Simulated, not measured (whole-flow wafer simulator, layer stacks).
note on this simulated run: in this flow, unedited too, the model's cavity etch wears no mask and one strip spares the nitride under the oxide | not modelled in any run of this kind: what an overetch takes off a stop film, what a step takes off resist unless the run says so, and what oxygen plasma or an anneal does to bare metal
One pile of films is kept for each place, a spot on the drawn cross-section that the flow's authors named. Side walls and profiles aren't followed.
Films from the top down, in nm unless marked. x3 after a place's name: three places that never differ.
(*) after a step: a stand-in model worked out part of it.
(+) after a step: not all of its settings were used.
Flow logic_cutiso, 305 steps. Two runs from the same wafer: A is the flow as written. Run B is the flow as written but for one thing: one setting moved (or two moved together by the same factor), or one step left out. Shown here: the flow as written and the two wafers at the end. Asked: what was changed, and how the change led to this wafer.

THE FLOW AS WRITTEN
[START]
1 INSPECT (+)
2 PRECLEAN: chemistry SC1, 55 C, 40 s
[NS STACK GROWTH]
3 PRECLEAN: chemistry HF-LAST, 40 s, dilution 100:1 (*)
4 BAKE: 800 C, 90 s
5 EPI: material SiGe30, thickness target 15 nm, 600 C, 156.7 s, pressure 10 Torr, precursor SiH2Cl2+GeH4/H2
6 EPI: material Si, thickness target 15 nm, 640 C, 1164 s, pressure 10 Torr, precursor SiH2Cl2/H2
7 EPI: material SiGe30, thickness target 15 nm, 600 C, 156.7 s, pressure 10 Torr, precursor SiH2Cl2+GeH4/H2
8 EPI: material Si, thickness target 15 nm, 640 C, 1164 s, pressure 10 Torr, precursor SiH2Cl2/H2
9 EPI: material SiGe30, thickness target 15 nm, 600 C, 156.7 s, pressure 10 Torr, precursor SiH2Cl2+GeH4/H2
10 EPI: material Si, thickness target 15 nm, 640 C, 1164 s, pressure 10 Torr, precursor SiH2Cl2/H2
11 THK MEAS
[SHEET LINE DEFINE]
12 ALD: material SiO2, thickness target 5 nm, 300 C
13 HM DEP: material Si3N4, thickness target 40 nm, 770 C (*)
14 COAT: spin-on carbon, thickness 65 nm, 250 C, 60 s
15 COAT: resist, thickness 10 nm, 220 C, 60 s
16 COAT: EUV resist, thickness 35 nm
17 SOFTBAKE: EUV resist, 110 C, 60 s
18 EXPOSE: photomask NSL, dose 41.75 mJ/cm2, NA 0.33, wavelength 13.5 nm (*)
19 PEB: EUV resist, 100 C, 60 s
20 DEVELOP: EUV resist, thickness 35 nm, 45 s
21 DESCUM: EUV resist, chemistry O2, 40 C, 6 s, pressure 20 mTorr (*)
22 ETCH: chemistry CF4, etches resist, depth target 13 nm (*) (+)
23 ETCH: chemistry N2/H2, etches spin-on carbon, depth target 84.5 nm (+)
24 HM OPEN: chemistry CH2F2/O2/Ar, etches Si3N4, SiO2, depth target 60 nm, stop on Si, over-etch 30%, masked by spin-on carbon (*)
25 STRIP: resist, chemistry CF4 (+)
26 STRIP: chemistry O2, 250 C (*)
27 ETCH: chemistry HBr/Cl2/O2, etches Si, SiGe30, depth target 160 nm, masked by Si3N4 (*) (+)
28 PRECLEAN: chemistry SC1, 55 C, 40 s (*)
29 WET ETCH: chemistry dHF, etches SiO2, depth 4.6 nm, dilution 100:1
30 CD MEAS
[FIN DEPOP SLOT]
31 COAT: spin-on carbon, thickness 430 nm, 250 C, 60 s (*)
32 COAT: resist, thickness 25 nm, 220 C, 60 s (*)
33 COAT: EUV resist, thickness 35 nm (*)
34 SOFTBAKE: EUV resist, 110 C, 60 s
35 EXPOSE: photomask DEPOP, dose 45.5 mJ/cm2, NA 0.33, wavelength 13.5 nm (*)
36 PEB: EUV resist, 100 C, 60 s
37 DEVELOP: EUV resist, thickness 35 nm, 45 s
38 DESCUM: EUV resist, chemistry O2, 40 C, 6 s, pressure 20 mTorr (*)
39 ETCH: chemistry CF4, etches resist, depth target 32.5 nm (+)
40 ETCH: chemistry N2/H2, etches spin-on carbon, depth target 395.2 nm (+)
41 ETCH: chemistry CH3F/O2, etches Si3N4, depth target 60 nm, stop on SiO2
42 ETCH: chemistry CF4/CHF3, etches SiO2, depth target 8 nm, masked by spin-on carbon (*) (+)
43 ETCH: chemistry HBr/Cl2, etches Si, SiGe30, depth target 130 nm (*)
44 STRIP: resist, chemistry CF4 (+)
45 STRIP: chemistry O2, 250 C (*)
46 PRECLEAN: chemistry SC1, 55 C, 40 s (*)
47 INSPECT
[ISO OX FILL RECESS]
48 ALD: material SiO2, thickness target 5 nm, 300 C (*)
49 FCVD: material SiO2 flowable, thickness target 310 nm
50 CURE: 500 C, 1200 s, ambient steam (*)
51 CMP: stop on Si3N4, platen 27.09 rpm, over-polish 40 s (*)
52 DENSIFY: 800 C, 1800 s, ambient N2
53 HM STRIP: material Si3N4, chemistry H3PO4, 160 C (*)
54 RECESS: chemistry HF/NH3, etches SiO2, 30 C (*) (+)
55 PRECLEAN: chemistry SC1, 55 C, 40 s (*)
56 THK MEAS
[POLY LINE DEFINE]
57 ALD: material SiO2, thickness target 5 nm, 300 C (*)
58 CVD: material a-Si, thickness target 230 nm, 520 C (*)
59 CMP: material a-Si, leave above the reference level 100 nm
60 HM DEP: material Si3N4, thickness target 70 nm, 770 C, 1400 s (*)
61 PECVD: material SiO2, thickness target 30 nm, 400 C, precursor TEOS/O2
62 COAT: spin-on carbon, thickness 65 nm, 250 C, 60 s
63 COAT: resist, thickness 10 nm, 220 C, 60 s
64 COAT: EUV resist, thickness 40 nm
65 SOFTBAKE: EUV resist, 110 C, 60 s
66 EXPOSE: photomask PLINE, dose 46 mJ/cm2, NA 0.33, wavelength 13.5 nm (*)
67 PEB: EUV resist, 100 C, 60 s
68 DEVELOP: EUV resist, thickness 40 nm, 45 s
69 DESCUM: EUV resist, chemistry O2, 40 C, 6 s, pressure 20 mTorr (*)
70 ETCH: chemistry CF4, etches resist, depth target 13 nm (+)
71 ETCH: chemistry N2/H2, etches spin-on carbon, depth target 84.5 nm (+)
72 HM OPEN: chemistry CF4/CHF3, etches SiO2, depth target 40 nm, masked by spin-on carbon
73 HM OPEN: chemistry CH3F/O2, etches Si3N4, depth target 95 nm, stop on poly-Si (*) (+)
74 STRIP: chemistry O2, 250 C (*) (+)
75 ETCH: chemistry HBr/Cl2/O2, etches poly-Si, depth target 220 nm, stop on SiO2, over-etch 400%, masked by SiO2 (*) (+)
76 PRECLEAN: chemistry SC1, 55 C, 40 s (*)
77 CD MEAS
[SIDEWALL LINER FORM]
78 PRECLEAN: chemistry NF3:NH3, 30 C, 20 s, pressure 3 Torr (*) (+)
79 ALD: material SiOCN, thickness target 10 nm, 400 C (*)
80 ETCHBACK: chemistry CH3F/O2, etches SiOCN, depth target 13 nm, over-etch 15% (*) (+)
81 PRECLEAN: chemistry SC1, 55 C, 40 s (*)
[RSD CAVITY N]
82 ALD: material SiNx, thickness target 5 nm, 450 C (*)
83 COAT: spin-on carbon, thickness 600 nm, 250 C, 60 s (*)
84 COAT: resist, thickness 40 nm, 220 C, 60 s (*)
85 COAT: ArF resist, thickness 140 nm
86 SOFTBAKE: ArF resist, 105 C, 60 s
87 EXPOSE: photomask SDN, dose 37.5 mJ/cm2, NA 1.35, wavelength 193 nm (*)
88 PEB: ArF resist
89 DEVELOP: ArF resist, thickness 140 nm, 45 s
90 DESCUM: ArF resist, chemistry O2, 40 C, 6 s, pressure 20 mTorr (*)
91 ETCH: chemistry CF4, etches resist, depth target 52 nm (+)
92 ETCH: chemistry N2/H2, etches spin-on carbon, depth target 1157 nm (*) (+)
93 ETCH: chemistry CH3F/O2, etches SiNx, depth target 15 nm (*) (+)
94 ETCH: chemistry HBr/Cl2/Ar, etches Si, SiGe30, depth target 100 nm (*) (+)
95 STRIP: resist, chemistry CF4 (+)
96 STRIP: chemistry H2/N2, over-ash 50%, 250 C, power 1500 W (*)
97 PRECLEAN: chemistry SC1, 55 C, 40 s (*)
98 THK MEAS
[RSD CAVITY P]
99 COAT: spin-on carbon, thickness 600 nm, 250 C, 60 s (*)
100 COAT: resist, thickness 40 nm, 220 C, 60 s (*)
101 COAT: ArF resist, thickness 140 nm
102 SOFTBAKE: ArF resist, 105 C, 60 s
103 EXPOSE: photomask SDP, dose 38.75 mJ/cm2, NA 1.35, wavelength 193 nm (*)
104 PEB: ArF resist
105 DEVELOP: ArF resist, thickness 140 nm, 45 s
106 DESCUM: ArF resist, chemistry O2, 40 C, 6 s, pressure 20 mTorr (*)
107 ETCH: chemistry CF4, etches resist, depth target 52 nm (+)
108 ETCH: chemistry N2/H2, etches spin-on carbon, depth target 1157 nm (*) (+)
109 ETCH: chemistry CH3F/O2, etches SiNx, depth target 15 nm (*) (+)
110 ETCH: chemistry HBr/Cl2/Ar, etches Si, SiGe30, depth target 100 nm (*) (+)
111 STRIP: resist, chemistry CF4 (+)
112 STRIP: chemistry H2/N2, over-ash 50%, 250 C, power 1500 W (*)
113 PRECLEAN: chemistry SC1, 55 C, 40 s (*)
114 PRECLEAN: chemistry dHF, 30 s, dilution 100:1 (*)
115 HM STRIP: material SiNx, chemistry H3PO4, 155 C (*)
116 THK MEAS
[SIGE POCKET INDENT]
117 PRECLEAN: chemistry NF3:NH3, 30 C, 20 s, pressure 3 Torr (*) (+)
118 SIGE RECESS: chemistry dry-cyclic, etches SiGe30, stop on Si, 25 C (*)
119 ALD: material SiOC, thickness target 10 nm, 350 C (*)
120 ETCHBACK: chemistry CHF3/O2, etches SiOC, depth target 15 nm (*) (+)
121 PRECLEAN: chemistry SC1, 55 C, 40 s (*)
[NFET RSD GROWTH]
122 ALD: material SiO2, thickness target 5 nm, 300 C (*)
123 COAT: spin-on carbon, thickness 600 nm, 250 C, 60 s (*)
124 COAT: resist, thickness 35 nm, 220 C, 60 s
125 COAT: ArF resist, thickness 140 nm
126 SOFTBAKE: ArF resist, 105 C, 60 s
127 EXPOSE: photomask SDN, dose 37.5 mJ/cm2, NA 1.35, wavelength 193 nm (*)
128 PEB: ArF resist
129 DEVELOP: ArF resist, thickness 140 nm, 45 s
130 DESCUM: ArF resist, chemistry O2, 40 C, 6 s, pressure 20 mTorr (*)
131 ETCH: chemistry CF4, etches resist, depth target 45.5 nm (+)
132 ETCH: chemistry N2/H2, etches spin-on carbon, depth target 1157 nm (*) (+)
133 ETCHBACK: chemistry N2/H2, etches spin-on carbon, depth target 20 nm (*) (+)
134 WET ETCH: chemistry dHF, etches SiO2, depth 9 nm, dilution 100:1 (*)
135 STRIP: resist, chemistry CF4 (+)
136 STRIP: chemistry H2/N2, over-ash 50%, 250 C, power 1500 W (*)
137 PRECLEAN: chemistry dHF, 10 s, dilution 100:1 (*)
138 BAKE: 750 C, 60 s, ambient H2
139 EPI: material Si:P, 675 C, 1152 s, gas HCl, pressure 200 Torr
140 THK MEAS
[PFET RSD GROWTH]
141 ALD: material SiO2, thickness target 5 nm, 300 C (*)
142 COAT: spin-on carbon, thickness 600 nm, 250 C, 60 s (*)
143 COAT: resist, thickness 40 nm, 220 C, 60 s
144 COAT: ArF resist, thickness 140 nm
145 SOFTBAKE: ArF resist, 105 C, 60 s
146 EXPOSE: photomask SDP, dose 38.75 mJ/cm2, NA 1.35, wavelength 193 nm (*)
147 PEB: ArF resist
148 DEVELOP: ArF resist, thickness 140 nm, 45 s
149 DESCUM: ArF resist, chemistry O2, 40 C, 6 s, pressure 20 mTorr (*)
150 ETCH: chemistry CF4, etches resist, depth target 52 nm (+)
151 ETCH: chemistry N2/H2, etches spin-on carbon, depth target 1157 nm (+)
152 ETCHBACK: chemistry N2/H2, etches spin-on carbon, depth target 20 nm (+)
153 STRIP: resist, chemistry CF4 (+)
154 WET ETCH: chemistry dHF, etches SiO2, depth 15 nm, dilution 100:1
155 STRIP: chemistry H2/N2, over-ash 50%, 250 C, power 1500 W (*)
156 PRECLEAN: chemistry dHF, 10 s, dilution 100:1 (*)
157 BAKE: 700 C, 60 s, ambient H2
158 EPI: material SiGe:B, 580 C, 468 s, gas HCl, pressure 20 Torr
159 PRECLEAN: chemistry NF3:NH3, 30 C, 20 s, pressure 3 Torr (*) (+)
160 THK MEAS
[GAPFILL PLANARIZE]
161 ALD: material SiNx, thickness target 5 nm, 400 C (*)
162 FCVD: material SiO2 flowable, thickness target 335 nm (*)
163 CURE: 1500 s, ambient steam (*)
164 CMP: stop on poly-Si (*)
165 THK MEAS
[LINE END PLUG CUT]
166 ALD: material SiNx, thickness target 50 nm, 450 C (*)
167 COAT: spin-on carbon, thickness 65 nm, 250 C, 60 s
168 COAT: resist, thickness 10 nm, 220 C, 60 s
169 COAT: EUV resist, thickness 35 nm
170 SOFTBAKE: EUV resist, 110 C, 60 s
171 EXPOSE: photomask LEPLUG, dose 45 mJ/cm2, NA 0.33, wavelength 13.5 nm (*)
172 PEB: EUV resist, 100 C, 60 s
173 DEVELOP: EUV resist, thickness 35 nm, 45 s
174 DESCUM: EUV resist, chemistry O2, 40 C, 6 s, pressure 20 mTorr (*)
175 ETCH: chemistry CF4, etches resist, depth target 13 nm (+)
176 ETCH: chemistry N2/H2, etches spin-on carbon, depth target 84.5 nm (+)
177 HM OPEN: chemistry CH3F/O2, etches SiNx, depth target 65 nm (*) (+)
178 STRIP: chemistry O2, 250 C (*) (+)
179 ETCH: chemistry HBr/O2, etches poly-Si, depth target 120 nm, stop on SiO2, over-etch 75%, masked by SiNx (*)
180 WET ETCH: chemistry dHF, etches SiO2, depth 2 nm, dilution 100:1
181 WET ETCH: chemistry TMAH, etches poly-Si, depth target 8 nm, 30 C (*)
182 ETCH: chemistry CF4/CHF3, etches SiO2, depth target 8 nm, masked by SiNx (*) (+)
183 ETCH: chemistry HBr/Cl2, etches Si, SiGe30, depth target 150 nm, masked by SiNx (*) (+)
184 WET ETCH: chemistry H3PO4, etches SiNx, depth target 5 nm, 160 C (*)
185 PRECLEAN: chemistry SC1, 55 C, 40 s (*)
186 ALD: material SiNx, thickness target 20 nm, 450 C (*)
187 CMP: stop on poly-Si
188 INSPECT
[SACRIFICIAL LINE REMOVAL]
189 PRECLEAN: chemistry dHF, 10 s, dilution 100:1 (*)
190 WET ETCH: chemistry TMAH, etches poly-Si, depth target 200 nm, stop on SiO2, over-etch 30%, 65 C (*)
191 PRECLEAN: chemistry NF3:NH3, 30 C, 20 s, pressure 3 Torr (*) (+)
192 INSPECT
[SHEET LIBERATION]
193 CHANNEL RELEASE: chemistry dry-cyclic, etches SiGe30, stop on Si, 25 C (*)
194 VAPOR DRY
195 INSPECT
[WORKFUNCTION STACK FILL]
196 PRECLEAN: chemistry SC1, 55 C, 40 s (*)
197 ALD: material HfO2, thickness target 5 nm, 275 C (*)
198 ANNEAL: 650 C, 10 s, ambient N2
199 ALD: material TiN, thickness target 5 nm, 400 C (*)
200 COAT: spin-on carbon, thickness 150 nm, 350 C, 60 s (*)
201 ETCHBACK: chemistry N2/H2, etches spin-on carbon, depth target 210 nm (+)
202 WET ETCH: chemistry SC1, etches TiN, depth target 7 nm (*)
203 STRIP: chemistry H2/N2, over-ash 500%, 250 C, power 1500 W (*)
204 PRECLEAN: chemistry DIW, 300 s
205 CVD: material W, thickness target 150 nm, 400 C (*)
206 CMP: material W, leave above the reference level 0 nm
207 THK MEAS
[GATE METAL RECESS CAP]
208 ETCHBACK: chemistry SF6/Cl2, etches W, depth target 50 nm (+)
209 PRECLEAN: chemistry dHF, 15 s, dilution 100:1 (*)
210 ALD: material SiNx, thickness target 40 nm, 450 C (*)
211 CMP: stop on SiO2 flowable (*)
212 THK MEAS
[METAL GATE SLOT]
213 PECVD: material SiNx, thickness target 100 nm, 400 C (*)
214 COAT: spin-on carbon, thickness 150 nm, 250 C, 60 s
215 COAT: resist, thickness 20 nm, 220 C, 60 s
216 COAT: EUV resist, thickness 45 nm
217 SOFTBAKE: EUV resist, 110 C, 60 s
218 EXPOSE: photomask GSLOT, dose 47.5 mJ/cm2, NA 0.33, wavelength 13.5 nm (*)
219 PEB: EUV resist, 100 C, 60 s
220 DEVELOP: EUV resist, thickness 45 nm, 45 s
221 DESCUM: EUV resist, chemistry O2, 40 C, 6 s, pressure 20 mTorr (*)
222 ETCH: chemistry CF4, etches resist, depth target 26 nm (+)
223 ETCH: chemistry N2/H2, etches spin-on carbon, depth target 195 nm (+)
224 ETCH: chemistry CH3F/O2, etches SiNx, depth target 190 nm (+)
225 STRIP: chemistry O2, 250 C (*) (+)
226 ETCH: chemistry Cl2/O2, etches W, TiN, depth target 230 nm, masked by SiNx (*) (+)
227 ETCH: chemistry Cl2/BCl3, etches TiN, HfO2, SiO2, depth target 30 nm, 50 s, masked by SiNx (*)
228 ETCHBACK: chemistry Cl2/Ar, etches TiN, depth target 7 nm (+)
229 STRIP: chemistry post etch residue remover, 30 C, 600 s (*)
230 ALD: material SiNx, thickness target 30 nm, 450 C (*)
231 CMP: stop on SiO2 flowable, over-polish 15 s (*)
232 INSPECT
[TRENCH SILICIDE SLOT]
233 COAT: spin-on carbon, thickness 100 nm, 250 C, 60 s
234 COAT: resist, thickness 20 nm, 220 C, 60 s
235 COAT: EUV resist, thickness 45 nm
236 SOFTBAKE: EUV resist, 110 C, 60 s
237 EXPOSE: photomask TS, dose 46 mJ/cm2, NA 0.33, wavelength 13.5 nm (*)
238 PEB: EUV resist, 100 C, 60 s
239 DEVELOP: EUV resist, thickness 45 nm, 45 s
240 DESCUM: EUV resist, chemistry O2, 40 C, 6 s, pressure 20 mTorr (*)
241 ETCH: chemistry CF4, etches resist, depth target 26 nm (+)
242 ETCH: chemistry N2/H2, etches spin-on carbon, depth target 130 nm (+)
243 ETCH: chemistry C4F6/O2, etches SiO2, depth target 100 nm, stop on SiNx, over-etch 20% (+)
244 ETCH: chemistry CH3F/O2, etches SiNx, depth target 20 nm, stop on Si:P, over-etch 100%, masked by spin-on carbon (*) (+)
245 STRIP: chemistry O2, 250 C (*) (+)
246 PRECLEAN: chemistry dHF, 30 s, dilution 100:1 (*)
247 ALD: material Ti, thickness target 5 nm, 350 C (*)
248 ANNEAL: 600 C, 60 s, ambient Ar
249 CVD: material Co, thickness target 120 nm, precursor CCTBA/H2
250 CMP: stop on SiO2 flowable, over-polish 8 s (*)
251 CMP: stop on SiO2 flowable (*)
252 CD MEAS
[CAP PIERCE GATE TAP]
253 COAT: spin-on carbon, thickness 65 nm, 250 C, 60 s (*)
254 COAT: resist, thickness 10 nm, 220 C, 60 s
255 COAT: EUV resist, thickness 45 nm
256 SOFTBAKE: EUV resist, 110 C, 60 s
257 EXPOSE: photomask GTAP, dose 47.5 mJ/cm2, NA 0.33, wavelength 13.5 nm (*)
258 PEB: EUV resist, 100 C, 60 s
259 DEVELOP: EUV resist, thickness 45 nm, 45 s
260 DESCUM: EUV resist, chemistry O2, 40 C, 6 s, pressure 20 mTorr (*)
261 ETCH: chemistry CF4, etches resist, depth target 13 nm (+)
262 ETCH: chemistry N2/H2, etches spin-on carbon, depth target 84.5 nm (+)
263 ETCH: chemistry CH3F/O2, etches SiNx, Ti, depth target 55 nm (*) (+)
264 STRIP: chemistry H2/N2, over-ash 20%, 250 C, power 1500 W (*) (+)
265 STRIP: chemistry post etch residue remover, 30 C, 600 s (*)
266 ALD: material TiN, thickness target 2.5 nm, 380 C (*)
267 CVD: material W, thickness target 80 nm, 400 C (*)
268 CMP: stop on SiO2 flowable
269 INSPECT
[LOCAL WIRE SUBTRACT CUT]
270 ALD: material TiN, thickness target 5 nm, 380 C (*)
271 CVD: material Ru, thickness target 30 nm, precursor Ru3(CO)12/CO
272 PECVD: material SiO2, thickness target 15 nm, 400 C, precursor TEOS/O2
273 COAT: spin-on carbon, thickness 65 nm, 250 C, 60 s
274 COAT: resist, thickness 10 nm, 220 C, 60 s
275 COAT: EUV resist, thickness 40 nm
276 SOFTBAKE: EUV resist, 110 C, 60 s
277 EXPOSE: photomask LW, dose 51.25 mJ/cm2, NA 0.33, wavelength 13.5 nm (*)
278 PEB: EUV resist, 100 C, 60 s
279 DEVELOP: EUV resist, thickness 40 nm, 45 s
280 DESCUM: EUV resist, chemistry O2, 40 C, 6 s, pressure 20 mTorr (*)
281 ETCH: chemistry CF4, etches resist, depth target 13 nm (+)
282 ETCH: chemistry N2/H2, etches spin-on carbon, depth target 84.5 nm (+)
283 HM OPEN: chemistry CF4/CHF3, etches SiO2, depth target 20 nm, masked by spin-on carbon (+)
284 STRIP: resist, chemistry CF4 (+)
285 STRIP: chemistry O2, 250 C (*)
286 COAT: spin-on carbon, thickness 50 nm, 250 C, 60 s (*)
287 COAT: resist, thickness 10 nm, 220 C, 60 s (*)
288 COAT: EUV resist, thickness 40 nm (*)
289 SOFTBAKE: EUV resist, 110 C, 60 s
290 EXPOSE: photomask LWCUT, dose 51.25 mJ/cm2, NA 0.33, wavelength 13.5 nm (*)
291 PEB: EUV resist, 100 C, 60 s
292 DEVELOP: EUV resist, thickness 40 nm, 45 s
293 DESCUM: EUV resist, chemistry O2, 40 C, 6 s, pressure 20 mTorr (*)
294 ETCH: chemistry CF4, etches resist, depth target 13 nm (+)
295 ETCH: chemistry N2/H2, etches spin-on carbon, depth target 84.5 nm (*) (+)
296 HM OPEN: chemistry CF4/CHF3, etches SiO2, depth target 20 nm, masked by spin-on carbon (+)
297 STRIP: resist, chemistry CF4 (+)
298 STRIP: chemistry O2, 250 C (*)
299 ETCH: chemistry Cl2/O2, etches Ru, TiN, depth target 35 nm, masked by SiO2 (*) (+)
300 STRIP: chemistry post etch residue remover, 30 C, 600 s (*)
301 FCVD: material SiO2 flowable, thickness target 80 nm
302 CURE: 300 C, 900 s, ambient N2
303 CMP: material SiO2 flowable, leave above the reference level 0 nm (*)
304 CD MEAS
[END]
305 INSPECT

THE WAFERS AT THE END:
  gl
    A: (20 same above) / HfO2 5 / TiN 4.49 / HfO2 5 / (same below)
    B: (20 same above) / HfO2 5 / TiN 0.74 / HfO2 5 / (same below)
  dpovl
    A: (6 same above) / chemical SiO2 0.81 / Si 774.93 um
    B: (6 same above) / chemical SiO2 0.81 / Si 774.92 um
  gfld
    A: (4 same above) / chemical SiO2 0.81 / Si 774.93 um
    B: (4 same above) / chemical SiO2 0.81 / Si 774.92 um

The cause: step 5, EPI: thickness target 11.2 nm was run, where the flow has thickness target 15 nm; step 5, EPI: 117.5 s was run, where the flow has 156.7 s.

How the change led to this, step by step:
  5 EPI: material SiGe30, thickness target 15 nm, 600 C, 156.7 s, pressure 10 Torr, precursor SiH2Cl2+GeH4/H2
      depop, dpovl, gfld and 19 more: A SiGe30 +15 (new film) | B SiGe30 +11.3 (new film)
  27 ETCH: chemistry HBr/Cl2/O2, etches Si, SiGe30, depth target 160 nm, masked by Si3N4 (*) (+)
      gfld, gxf, iso, lnri: A chemical SiO2 -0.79 (all of it), Si -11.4 (all of it), SiGe30 -15 (all of it), Si -15 (all of it), SiGe30 -15 (all of it), Si -15 (all of it), SiGe30 -15 (all of it), Si -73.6 | B chemical SiO2 -0.79 (all of it), Si -11.4 (all of it), SiGe30 -15 (all of it), Si -15 (all of it), SiGe30 -15 (all of it), Si -15 (all of it), SiGe30 -11.3 (all of it), Si -77.4
      dpovl, nsgap: A chemical SiO2 -0.79 (all of it), Si -11.8 (all of it), SiGe30 -15 (all of it), Si -15 (all of it), SiGe30 -15 (all of it), Si -15 (all of it), SiGe30 -15 (all of it), Si -73.2 | B chemical SiO2 -0.79 (all of it), Si -11.8 (all of it), SiGe30 -15 (all of it), Si -15 (all of it), SiGe30 -15 (all of it), Si -15 (all of it), SiGe30 -11.3 (all of it), Si -77
      (and at 1 more place)
  43 ETCH: chemistry HBr/Cl2, etches Si, SiGe30, depth target 130 nm (*)
      depop: A Si -14 (all of it), SiGe30 -15 (all of it), Si -15 (all of it), SiGe30 -15 (all of it), Si -15 (all of it), SiGe30 -15 (all of it), Si -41 | B Si -14 (all of it), SiGe30 -15 (all of it), Si -15 (all of it), SiGe30 -15 (all of it), Si -15 (all of it), SiGe30 -11.3 (all of it), Si -44.7
  94 ETCH: chemistry HBr/Cl2/Ar, etches Si, SiGe30, depth target 100 nm (*) (+)
      rsdn, rsdx: A chemical SiO2 -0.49 (all of it), Si -12.8 (all of it), SiGe30 -15 (all of it), Si -15 (all of it), SiGe30 -15 (all of it), Si -15 (all of it), SiGe30 -15 (all of it), Si -12.2 | B chemical SiO2 -0.49 (all of it), Si -12.8 (all of it), SiGe30 -15 (all of it), Si -15 (all of it), SiGe30 -15 (all of it), Si -15 (all of it), SiGe30 -11.3 (all of it), Si -15.9
  110 ETCH: chemistry HBr/Cl2/Ar, etches Si, SiGe30, depth target 100 nm (*) (+)
      rsdp, rsdw: A chemical SiO2 -0.49 (all of it), Si -12.8 (all of it), SiGe30 -15 (all of it), Si -15 (all of it), SiGe30 -15 (all of it), Si -15 (all of it), SiGe30 -15 (all of it), Si -12.2 | B chemical SiO2 -0.49 (all of it), Si -12.8 (all of it), SiGe30 -15 (all of it), Si -15 (all of it), SiGe30 -15 (all of it), Si -15 (all of it), SiGe30 -11.3 (all of it), Si -15.9
  118 SIGE RECESS: chemistry dry-cyclic, etches SiGe30, stop on Si, 25 C (*)
      lnr, lnrp, lnrt: A SiOCN -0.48, Si -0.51, cavity +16 (new film), SiGe30 -15 (all of it), Si -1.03, cavity +16 (new film), SiGe30 -15 (all of it), Si -1.03, cavity +16 (new film), SiGe30 -15 (all of it), Si -0.51 | B SiOCN -0.48, Si -0.51, cavity +16 (new film), SiGe30 -15 (all of it), Si -1.03, cavity +16 (new film), SiGe30 -15 (all of it), Si -1.03, cavity +12.3 (new film), SiGe30 -11.3 (all of it), Si -0.51
  119 ALD: material SiOC, thickness target 10 nm, 350 C (*)
      lnr, lnrp, lnrt: A SiOC +10 (new film), SiOC +16 (new film), cavity -16 (all of it), SiOC +16 (new film), cavity -16 (all of it), SiOC +16 (new film), cavity -16 (all of it) | B SiOC +10 (new film), SiOC +16 (new film), cavity -16 (all of it), SiOC +16 (new film), cavity -16 (all of it), SiOC +12.3 (new film), cavity -12.3 (all of it)
  183 ETCH: chemistry HBr/Cl2, etches Si, SiGe30, depth target 150 nm, masked by SiNx (*) (+)
      plug: A Si -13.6 (all of it), SiGe30 -15 (all of it), Si -15 (all of it), SiGe30 -15 (all of it), Si -15 (all of it), SiGe30 -15 (all of it), Si -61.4 | B Si -13.6 (all of it), SiGe30 -15 (all of it), Si -15 (all of it), SiGe30 -15 (all of it), Si -15 (all of it), SiGe30 -11.3 (all of it), Si -65.2
  193 CHANNEL RELEASE: chemistry dry-cyclic, etches SiGe30, stop on Si, 25 C (*)
      gl, glp, gxn, gxp, ns, tap: A chemical SiO2 +0.8 (new film), Si -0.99, chemical SiO2 +0.8 (new film), cavity +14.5 (new film), chemical SiO2 +0.8 (new film), SiGe30 -15 (all of it), Si -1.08, chemical SiO2 +0.8 (new film), cavity +14.5 (new film), chemical SiO2 +0.8 (new film), SiGe30 -15 (all of it), Si -1.08, chemical SiO2 +0.8 (new film), cavity +14.5 (new film), chemical SiO2 +0.8 (new film), SiGe30 -15 (all of it), Si -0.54 | B chemical SiO2 +0.8 (new film), Si -0.99, chemical SiO2 +0.8 (new film), cavity +14.5 (new film), chemical SiO2 +0.8 (new film), SiGe30 -15 (all of it), Si -1.08, chemical SiO2 +0.8 (new film), cavity +14.5 (new film), chemical SiO2 +0.8 (new film), SiGe30 -15 (all of it), Si -1.08, chemical SiO2 +0.8 (new film), cavity +10.7 (new film), chemical SiO2 +0.8 (new film), SiGe30 -11.3 (all of it), Si -0.54
  199 ALD: material TiN, thickness target 5 nm, 400 C (*)
      gl, glp, tap: A TiN +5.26 (new film), TiN +4.49 (new film), cavity -4.49 (all of it), TiN +4.49 (new film), cavity -4.49 (all of it), TiN +4.49 (new film), cavity -4.49 (all of it) | B TiN +5.26 (new film), TiN +4.49 (new film), cavity -4.49 (all of it), TiN +4.49 (new film), cavity -4.49 (all of it), TiN +0.74 (new film), cavity -0.74 (all of it)
      gxn, gxp, ns: A TiN +5 (new film), TiN +4.49 (new film), cavity -4.49 (all of it), TiN +4.49 (new film), cavity -4.49 (all of it), TiN +4.49 (new film), cavity -4.49 (all of it) | B TiN +5 (new film), TiN +4.49 (new film), cavity -4.49 (all of it), TiN +4.49 (new film), cavity -4.49 (all of it), TiN +0.74 (new film), cavity -0.74 (all of it)
